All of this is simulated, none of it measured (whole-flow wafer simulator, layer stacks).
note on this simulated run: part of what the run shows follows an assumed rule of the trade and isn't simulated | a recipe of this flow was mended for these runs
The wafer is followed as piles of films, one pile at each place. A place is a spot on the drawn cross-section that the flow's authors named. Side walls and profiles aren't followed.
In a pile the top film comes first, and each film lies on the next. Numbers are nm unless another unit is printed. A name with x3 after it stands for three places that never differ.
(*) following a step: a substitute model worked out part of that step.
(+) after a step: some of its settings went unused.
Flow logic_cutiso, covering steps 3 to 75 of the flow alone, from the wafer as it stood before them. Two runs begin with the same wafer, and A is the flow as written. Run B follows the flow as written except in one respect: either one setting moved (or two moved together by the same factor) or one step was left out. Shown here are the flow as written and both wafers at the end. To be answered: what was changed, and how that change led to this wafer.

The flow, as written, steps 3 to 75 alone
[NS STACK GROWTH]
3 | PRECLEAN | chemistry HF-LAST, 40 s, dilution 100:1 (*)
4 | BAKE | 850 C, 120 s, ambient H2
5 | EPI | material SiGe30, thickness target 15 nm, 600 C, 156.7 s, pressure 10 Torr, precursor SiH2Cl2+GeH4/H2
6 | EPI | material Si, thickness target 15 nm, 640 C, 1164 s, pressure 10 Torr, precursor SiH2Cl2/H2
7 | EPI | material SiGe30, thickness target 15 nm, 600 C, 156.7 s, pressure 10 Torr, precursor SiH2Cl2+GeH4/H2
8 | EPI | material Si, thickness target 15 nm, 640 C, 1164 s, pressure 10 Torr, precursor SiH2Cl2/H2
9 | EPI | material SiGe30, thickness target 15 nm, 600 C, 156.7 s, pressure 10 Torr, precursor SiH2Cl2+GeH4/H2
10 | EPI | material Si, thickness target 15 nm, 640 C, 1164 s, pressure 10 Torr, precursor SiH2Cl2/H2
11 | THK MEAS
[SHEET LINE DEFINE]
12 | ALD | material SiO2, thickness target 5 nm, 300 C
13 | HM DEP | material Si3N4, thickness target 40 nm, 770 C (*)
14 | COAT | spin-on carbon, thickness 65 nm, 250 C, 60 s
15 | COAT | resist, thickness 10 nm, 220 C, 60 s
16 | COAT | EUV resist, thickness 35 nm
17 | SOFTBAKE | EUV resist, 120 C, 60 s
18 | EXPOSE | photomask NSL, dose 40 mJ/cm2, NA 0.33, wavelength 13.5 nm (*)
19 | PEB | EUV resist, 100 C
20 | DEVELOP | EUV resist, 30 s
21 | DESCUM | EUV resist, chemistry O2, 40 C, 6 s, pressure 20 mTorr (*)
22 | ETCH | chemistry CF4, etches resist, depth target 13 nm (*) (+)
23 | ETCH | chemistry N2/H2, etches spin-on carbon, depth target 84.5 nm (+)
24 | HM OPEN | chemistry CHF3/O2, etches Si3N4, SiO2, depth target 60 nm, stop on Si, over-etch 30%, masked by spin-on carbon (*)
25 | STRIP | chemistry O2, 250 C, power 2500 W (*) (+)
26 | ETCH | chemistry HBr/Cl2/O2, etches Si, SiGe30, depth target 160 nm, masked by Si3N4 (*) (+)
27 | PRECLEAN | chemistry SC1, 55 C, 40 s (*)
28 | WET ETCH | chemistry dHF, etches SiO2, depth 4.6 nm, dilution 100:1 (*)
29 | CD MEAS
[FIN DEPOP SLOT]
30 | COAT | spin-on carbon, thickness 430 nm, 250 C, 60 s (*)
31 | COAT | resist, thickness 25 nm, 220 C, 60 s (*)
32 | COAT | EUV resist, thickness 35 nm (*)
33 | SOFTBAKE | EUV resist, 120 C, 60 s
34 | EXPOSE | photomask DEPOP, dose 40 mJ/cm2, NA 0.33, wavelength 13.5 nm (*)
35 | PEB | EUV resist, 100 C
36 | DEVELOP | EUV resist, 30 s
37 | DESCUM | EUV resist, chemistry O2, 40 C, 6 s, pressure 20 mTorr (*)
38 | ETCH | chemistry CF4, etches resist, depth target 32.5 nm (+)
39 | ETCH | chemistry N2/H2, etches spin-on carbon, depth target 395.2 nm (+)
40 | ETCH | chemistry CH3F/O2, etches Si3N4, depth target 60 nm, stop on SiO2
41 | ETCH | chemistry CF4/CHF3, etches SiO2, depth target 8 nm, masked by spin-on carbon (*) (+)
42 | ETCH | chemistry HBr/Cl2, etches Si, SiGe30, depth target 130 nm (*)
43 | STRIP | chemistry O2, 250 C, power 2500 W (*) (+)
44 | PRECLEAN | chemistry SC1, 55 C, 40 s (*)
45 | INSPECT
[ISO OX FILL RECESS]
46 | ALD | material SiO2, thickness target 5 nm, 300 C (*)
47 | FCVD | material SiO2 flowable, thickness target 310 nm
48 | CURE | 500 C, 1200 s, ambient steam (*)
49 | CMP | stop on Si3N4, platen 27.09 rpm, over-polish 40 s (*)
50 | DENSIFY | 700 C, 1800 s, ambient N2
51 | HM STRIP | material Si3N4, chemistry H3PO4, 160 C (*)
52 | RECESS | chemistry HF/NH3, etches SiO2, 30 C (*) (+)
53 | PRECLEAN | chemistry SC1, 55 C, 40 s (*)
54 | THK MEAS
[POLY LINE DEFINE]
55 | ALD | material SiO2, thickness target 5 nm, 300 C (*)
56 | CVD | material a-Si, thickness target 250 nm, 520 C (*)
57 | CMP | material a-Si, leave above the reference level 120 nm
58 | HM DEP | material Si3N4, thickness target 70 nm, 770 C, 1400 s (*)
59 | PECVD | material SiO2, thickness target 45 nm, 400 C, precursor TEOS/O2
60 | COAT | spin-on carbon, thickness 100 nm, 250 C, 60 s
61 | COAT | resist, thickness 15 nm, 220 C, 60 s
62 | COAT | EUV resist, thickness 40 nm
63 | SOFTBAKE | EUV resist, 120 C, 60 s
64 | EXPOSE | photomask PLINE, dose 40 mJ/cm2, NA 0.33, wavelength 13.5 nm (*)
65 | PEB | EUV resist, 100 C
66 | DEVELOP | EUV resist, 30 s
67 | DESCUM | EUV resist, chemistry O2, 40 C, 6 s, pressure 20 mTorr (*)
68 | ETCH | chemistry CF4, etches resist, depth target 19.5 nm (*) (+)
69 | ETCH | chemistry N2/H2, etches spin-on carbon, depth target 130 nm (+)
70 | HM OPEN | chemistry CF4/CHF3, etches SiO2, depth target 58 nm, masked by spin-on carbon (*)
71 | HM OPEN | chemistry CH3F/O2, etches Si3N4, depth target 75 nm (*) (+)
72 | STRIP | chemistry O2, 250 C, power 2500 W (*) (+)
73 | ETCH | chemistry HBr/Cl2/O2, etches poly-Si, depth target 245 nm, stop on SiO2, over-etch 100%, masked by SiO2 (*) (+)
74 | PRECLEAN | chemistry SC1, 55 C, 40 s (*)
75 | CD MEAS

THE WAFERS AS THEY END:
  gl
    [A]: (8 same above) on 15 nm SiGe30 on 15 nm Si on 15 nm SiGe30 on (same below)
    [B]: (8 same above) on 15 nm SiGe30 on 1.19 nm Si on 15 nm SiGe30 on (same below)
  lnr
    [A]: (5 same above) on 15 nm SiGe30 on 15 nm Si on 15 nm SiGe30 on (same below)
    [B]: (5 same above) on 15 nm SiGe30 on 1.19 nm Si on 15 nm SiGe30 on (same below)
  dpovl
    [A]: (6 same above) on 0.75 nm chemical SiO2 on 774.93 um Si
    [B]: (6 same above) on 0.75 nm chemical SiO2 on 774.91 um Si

What caused this: step 6, EPI: 592 C was run, whereas the flow has 640 C.

The path from the change to this, step by step:
  6 | EPI | material Si, thickness target 15 nm, 640 C, 1164 s, pressure 10 Torr, precursor SiH2Cl2/H2
      depop, dpovl, gfld and 19 more: A Si gains 15 (new film) | B Si gains 1.19 (new film)
  26 | ETCH | chemistry HBr/Cl2/O2, etches Si, SiGe30, depth target 160 nm, masked by Si3N4 (*) (+)
      dpovl, gfld, gxf, iso, isow, lnri, nsgap: A chemical SiO2 loses 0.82 (all of it), Si loses 12 (all of it), SiGe30 loses 15 (all of it), Si loses 15 (all of it), SiGe30 loses 15 (all of it), Si loses 15 (all of it), SiGe30 loses 15 (all of it), Si loses 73 | B chemical SiO2 loses 0.82 (all of it), Si loses 12 (all of it), SiGe30 loses 15 (all of it), Si loses 15 (all of it), SiGe30 loses 15 (all of it), Si loses 1.19 (all of it), SiGe30 loses 15 (all of it), Si loses 86.8
  42 | ETCH | chemistry HBr/Cl2, etches Si, SiGe30, depth target 130 nm (*)
      depop: A Si loses 13.8 (all of it), SiGe30 loses 15 (all of it), Si loses 15 (all of it), SiGe30 loses 15 (all of it), Si loses 15 (all of it), SiGe30 loses 15 (all of it), Si loses 41.2 | B Si loses 13.8 (all of it), SiGe30 loses 15 (all of it), Si loses 15 (all of it), SiGe30 loses 15 (all of it), Si loses 1.19 (all of it), SiGe30 loses 15 (all of it), Si loses 55
